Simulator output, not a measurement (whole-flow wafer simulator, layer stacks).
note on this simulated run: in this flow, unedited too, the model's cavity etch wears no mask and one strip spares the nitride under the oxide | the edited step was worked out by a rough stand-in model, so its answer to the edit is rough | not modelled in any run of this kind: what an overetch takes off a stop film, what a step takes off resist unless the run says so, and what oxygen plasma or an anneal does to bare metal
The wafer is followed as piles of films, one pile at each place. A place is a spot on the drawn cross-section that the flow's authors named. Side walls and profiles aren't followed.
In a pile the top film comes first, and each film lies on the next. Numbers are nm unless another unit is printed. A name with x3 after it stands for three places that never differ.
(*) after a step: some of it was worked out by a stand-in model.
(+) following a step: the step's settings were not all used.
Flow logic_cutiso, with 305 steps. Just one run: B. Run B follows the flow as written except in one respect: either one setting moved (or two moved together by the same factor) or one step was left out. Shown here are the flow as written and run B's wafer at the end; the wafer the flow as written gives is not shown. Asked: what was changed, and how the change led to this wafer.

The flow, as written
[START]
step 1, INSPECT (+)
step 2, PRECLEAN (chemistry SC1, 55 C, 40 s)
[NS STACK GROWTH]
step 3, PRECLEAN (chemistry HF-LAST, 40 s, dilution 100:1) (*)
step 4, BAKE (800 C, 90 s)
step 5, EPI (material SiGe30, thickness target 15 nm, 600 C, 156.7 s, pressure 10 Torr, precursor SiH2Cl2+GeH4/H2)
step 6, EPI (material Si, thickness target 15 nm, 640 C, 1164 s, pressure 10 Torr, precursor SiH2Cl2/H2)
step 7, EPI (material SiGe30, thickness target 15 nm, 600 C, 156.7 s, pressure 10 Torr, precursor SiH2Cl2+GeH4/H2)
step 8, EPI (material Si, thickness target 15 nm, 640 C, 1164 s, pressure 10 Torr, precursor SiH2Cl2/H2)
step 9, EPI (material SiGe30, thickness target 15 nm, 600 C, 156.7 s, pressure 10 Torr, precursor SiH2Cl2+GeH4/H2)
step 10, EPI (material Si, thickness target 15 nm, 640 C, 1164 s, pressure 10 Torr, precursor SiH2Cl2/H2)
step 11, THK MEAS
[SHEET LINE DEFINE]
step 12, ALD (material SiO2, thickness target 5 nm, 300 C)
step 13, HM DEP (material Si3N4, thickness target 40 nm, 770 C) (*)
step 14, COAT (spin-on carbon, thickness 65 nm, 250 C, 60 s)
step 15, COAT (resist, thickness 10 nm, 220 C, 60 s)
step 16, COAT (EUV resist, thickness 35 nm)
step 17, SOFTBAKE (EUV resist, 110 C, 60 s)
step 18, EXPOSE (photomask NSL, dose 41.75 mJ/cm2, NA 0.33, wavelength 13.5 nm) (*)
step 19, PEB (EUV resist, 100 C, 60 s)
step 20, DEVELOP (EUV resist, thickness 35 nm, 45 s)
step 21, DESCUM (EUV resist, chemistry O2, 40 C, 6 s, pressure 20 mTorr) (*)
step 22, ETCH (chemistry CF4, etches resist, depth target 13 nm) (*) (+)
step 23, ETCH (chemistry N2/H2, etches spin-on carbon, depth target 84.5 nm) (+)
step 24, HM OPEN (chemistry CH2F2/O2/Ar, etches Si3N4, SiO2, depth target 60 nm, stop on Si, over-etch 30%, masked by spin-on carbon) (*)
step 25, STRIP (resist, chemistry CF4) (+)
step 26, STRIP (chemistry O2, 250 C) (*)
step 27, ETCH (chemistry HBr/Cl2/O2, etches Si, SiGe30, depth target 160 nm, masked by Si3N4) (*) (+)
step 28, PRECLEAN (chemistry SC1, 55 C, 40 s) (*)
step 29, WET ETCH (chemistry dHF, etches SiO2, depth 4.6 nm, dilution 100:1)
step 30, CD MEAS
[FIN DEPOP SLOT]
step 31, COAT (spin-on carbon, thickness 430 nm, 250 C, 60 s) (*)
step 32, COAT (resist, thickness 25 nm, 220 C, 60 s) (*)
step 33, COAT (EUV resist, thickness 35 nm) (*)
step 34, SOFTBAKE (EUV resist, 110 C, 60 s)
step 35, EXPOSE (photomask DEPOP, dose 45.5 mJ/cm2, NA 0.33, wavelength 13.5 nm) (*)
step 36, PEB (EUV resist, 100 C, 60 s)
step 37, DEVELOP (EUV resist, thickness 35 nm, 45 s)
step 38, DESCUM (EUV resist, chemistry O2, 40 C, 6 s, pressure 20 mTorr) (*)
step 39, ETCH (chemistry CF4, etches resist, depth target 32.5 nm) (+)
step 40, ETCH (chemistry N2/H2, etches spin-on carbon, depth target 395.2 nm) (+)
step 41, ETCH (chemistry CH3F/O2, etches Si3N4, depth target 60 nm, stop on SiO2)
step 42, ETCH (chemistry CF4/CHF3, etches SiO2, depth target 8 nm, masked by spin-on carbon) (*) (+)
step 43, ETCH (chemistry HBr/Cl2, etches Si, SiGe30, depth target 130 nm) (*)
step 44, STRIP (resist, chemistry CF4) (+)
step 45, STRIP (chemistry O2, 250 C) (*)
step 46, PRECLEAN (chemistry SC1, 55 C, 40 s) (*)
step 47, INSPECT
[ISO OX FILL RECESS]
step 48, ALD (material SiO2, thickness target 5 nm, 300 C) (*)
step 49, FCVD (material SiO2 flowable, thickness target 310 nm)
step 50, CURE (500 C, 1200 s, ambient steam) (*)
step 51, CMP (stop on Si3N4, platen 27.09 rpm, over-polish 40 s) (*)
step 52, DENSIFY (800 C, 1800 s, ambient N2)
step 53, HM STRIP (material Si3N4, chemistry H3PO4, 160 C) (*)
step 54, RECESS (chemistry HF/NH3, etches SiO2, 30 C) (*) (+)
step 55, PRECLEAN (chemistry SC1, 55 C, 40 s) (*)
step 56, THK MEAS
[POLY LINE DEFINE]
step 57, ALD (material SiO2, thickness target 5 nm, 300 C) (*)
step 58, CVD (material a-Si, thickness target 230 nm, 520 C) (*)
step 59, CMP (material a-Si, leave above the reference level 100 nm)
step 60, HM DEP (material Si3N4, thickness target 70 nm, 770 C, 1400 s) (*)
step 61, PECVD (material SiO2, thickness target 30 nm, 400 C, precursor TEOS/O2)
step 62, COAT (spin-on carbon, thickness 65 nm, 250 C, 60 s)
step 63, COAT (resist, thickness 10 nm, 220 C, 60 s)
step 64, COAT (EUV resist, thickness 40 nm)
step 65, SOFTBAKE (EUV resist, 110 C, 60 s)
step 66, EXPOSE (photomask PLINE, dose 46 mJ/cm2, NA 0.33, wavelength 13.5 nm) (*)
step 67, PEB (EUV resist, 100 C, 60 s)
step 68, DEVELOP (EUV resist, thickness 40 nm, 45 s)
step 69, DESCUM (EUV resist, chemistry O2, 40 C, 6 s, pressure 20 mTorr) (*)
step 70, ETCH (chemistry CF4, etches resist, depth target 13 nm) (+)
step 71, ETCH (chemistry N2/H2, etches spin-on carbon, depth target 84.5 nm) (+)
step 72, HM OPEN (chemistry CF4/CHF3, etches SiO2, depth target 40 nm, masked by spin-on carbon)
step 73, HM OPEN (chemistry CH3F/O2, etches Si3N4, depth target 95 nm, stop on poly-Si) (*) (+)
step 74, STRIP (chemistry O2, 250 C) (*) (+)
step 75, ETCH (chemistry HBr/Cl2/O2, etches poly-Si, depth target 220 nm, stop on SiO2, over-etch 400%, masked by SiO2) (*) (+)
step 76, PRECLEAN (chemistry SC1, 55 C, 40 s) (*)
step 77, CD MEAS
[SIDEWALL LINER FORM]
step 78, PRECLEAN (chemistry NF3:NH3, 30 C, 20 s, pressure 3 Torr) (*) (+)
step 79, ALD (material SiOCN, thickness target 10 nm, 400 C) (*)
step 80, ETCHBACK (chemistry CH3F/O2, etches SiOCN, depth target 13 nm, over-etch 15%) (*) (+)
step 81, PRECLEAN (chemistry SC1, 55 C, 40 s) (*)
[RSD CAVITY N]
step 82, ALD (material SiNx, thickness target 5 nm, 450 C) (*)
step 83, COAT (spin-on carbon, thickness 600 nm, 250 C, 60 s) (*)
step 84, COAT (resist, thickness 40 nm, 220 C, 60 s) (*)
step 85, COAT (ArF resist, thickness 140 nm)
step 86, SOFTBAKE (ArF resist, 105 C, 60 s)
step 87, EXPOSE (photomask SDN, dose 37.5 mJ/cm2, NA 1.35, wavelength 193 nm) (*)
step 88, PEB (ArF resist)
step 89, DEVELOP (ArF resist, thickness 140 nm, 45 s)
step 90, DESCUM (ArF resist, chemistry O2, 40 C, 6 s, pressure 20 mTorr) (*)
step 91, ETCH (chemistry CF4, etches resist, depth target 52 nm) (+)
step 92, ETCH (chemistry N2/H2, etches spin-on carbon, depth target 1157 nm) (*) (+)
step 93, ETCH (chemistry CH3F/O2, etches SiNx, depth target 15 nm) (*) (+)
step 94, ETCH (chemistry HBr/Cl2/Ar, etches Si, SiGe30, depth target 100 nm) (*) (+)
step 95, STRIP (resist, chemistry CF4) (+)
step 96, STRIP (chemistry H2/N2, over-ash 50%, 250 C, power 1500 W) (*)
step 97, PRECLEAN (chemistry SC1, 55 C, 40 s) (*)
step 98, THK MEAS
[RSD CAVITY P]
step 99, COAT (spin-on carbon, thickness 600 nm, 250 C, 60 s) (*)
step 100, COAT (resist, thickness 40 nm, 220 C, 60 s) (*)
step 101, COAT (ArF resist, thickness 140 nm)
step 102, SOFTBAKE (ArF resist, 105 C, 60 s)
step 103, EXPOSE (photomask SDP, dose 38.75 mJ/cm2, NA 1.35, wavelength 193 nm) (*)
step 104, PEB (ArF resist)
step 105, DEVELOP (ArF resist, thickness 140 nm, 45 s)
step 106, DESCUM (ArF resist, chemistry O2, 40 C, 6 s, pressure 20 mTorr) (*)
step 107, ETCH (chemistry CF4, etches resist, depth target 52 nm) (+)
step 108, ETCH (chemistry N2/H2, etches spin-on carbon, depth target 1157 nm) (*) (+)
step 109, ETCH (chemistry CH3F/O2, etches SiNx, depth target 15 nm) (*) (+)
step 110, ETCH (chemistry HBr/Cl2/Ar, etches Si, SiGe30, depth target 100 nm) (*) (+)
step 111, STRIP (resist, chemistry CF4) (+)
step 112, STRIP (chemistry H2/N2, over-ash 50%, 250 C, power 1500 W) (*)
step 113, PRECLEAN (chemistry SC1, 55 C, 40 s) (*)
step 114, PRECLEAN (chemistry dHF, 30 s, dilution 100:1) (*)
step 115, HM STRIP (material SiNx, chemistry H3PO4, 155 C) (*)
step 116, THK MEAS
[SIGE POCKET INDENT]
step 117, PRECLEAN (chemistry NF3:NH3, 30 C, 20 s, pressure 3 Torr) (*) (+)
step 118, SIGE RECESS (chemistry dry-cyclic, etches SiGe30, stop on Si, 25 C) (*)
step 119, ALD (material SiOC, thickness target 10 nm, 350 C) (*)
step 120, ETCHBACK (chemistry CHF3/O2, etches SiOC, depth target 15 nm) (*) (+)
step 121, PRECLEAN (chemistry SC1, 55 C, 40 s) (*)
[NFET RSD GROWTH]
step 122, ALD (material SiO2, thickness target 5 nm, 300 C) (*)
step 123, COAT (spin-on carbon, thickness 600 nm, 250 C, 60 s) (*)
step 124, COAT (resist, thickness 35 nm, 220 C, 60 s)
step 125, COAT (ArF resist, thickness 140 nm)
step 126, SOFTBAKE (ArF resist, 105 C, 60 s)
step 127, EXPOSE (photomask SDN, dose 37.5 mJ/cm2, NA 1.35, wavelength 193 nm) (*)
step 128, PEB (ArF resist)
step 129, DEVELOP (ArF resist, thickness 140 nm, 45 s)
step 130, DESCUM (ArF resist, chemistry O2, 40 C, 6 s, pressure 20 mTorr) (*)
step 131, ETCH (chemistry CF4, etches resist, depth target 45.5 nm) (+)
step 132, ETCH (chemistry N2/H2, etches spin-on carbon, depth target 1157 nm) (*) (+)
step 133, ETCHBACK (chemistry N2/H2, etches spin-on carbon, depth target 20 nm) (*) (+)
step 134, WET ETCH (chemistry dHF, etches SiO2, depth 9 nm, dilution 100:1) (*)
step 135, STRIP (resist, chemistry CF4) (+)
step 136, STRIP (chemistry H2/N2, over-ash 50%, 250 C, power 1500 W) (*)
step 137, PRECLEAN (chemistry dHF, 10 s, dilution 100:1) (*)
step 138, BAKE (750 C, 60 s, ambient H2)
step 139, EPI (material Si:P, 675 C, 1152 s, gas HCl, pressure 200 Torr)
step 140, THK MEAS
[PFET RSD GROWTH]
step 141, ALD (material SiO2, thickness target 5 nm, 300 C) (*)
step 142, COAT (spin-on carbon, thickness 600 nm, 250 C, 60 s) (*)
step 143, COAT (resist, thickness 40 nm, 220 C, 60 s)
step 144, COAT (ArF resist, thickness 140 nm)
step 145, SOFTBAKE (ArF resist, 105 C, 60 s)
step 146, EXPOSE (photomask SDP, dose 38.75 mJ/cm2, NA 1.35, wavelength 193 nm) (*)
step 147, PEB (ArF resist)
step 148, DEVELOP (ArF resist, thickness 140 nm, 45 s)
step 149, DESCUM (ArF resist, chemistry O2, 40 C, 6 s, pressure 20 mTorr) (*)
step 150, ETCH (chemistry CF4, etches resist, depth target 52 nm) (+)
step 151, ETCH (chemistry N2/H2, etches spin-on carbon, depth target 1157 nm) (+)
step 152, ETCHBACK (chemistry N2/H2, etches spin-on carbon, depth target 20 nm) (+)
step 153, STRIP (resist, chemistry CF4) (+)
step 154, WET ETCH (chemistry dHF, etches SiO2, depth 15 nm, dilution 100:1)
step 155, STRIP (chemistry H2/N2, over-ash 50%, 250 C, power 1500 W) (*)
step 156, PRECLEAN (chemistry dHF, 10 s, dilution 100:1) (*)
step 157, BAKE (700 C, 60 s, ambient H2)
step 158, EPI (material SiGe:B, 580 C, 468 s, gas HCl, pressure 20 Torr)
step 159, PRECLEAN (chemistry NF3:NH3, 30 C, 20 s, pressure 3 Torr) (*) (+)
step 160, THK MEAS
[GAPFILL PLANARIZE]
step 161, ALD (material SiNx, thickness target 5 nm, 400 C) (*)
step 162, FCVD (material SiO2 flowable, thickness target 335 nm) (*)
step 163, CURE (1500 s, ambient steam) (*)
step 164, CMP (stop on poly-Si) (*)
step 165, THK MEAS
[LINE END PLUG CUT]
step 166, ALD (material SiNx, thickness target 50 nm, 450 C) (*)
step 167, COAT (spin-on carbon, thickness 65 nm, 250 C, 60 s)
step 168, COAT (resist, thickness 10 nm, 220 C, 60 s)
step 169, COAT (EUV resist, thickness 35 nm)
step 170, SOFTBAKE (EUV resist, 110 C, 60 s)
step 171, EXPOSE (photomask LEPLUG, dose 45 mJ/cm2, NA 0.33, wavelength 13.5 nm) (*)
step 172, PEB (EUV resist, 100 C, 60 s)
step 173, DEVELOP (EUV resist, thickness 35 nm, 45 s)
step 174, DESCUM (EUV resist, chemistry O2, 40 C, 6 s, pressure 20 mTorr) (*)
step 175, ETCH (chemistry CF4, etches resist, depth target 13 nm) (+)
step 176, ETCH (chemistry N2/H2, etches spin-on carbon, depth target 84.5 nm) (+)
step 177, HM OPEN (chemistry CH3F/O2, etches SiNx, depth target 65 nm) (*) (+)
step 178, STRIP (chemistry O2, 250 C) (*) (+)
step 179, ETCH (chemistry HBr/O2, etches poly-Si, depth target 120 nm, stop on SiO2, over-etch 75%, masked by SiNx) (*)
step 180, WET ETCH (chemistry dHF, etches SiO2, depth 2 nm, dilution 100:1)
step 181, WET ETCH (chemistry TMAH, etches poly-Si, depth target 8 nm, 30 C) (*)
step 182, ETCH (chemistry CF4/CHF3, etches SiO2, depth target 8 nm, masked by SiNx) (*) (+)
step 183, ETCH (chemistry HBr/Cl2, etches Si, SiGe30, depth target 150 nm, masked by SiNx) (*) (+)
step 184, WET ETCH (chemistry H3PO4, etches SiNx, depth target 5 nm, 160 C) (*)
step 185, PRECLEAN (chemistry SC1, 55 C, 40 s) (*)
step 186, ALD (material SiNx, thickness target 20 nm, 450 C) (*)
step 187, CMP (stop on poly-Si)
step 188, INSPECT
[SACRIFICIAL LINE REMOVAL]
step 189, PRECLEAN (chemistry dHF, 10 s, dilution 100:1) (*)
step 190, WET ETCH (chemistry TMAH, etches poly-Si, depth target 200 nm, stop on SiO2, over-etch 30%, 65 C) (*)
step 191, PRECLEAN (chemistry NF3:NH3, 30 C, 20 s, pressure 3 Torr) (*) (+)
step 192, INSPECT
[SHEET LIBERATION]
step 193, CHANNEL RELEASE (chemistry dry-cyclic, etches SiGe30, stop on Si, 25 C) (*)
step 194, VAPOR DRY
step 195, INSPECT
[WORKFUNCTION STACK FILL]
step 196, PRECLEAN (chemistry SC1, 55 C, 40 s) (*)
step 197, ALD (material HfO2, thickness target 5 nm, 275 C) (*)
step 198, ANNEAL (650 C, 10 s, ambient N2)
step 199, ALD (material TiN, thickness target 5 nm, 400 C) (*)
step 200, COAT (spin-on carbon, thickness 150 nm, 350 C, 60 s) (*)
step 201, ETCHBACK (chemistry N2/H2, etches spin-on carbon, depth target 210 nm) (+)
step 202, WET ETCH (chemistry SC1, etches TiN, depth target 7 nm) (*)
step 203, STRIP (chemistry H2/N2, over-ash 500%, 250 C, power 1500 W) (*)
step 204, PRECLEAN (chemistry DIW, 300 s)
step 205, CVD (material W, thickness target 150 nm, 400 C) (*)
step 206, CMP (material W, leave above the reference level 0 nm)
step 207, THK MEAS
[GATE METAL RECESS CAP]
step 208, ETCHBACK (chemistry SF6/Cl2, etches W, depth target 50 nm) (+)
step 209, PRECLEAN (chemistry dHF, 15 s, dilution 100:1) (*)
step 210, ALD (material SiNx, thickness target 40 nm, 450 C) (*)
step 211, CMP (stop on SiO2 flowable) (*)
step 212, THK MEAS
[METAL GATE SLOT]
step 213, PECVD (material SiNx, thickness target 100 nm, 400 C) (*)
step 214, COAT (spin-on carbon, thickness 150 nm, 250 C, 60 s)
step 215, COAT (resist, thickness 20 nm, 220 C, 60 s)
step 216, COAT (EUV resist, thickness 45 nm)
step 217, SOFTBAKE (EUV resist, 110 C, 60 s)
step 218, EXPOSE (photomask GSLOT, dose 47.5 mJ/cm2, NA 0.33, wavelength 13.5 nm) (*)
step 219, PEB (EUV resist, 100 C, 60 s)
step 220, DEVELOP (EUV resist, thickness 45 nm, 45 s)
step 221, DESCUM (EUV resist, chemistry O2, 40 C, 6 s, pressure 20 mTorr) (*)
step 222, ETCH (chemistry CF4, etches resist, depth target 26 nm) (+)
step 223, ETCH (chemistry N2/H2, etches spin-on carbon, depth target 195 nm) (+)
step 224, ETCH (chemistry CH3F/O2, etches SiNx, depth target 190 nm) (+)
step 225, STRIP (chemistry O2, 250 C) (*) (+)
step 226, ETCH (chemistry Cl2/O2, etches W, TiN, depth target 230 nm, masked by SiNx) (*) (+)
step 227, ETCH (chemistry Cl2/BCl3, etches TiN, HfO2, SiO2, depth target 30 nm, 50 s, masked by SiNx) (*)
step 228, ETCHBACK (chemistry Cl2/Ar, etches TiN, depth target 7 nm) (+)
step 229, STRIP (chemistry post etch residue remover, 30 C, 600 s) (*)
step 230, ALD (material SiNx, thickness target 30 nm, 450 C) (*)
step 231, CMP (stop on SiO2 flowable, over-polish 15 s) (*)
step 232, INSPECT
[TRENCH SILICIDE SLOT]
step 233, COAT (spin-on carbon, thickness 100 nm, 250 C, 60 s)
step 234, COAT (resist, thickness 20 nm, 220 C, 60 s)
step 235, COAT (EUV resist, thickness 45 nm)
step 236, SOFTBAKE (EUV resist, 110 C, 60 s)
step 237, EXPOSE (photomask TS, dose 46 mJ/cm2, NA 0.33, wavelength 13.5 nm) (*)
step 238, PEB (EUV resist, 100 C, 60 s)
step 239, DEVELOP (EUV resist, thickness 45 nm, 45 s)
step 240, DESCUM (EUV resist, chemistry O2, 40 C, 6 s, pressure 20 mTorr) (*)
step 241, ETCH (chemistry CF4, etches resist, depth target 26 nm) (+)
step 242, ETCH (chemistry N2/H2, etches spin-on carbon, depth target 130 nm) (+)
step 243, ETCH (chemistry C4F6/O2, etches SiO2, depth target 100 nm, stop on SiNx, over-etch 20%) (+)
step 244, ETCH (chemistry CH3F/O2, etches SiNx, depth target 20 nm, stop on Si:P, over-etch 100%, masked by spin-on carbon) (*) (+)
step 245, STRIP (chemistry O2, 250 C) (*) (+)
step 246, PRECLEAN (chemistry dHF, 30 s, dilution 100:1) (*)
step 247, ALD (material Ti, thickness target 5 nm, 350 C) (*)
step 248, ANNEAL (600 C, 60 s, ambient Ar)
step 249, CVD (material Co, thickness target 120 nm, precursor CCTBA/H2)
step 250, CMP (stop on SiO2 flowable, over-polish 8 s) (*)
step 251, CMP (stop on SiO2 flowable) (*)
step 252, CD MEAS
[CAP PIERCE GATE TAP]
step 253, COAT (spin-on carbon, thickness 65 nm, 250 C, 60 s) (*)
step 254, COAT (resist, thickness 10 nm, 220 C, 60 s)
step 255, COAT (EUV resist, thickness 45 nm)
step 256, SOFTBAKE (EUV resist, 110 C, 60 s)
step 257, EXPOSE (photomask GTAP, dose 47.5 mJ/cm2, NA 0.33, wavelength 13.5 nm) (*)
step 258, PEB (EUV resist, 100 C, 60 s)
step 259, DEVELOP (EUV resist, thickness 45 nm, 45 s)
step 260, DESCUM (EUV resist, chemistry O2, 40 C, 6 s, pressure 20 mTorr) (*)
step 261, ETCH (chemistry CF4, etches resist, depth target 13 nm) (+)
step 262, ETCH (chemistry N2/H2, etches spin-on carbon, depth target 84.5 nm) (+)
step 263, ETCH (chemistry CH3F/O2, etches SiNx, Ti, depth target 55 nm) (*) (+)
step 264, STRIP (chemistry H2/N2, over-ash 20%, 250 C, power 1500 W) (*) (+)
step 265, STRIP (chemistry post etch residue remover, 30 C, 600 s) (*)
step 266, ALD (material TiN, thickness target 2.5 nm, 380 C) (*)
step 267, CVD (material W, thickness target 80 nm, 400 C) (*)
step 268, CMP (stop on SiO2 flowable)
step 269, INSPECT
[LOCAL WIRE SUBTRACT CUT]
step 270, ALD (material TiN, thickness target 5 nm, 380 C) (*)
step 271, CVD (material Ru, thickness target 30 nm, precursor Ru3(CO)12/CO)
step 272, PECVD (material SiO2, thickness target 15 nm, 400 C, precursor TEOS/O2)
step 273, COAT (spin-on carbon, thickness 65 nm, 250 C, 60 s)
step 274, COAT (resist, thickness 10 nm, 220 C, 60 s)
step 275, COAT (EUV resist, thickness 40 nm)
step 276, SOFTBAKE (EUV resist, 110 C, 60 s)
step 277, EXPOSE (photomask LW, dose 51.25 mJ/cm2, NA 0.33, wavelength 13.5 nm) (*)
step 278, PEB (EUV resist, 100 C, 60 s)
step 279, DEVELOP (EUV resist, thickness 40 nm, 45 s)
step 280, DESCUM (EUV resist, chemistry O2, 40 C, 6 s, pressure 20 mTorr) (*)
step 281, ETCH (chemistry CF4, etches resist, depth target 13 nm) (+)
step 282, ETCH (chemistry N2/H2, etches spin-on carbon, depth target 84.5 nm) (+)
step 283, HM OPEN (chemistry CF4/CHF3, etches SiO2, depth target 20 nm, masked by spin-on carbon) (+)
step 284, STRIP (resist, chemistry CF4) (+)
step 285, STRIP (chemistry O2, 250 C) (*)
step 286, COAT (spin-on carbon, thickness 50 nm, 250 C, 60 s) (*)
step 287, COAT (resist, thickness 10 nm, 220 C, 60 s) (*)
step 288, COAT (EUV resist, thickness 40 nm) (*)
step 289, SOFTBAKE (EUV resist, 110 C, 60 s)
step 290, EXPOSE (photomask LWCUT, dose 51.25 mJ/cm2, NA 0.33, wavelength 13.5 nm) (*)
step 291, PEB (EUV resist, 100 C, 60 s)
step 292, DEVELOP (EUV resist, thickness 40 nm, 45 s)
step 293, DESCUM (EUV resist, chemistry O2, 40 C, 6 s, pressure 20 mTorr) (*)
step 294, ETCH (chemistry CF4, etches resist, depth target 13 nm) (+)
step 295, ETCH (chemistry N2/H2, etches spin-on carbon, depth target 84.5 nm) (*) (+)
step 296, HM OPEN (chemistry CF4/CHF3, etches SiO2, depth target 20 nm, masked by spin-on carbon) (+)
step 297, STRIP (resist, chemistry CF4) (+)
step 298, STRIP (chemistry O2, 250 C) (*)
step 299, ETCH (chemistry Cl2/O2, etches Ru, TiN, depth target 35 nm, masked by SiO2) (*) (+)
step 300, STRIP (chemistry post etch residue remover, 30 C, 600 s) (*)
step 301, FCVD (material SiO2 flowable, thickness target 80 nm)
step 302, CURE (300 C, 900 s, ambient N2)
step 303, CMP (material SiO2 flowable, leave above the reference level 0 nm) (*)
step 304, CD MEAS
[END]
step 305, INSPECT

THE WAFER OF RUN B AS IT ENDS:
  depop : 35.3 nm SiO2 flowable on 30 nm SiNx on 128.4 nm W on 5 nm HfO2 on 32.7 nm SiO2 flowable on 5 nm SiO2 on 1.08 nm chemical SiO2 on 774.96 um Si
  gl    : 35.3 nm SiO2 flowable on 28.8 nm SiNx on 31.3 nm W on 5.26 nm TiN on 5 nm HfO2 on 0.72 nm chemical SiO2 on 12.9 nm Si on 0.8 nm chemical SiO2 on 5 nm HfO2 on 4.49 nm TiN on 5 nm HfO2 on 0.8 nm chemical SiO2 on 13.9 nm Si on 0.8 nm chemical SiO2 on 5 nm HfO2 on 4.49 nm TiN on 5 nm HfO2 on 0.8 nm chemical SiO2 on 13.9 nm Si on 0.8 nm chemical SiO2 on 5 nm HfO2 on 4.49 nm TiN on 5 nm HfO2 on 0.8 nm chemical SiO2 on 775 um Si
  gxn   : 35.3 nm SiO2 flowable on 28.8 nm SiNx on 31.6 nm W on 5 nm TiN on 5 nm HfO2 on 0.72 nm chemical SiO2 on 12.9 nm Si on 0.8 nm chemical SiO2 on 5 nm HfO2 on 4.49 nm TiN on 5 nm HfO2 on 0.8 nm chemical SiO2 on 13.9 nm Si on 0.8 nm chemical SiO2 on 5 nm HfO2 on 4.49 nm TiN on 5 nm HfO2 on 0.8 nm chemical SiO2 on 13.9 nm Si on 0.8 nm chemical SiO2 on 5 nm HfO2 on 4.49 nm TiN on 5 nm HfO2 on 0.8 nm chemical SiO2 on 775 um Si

The reason: step 162, FCVD: thickness target 134 nm was run, while the flow as written has thickness target 335 nm.

Step by step, how the change led to this:
  step 162, FCVD (material SiO2 flowable, thickness target 335 nm) (*)
      depop, dpovl, isow, ns, nsgap: SiO2 flowable gains 134 (new film) (it would be, as written: SiO2 flowable gains 335 (new film))
      rsdn, rsdp, rsdw, rsdx: SiO2 flowable gains 222.9 (new film) (it would be, as written: SiO2 flowable gains 423.9 (new film))
      (and at 13 other places as well)
  step 163, CURE (1500 s, ambient steam) (*)
      depop, dpovl, isow, ns, nsgap: SiO2 flowable loses 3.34 (it would be, as written: SiO2 flowable loses 8.24)
      gfld: SiO2 flowable loses 2.96 (it would be, as written: SiO2 flowable loses 7.46)
      (and at 16 other places as well)
  step 164, CMP (stop on poly-Si) (*)
      depop, dpovl, isow, ns, nsgap: SiO2 flowable loses 130.7 (all of it), SiNx loses 5 (all of it), SiO2 loses 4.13 (all of it), Si3N4 loses 70 (all of it) (it would be, as written: SiO2 flowable loses 326.8 (all of it), SiNx loses 5 (all of it), SiO2 loses 4.13 (all of it), Si3N4 loses 70 (all of it))
      rsdn, rsdx: SiO2 flowable loses 134.6 (it would be, as written: SiO2 flowable loses 331)
      (and at 15 other places as well)
  step 250, CMP (stop on SiO2 flowable, over-polish 8 s) (*)
      iso: Co loses 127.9 (all of it) (it would be, as written: Co loses 127.1)
  step 251, CMP (stop on SiO2 flowable) (*)
      iso: Ti loses 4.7 (it would be, as written: Co loses 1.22 (all of it), Ti loses 4.34)
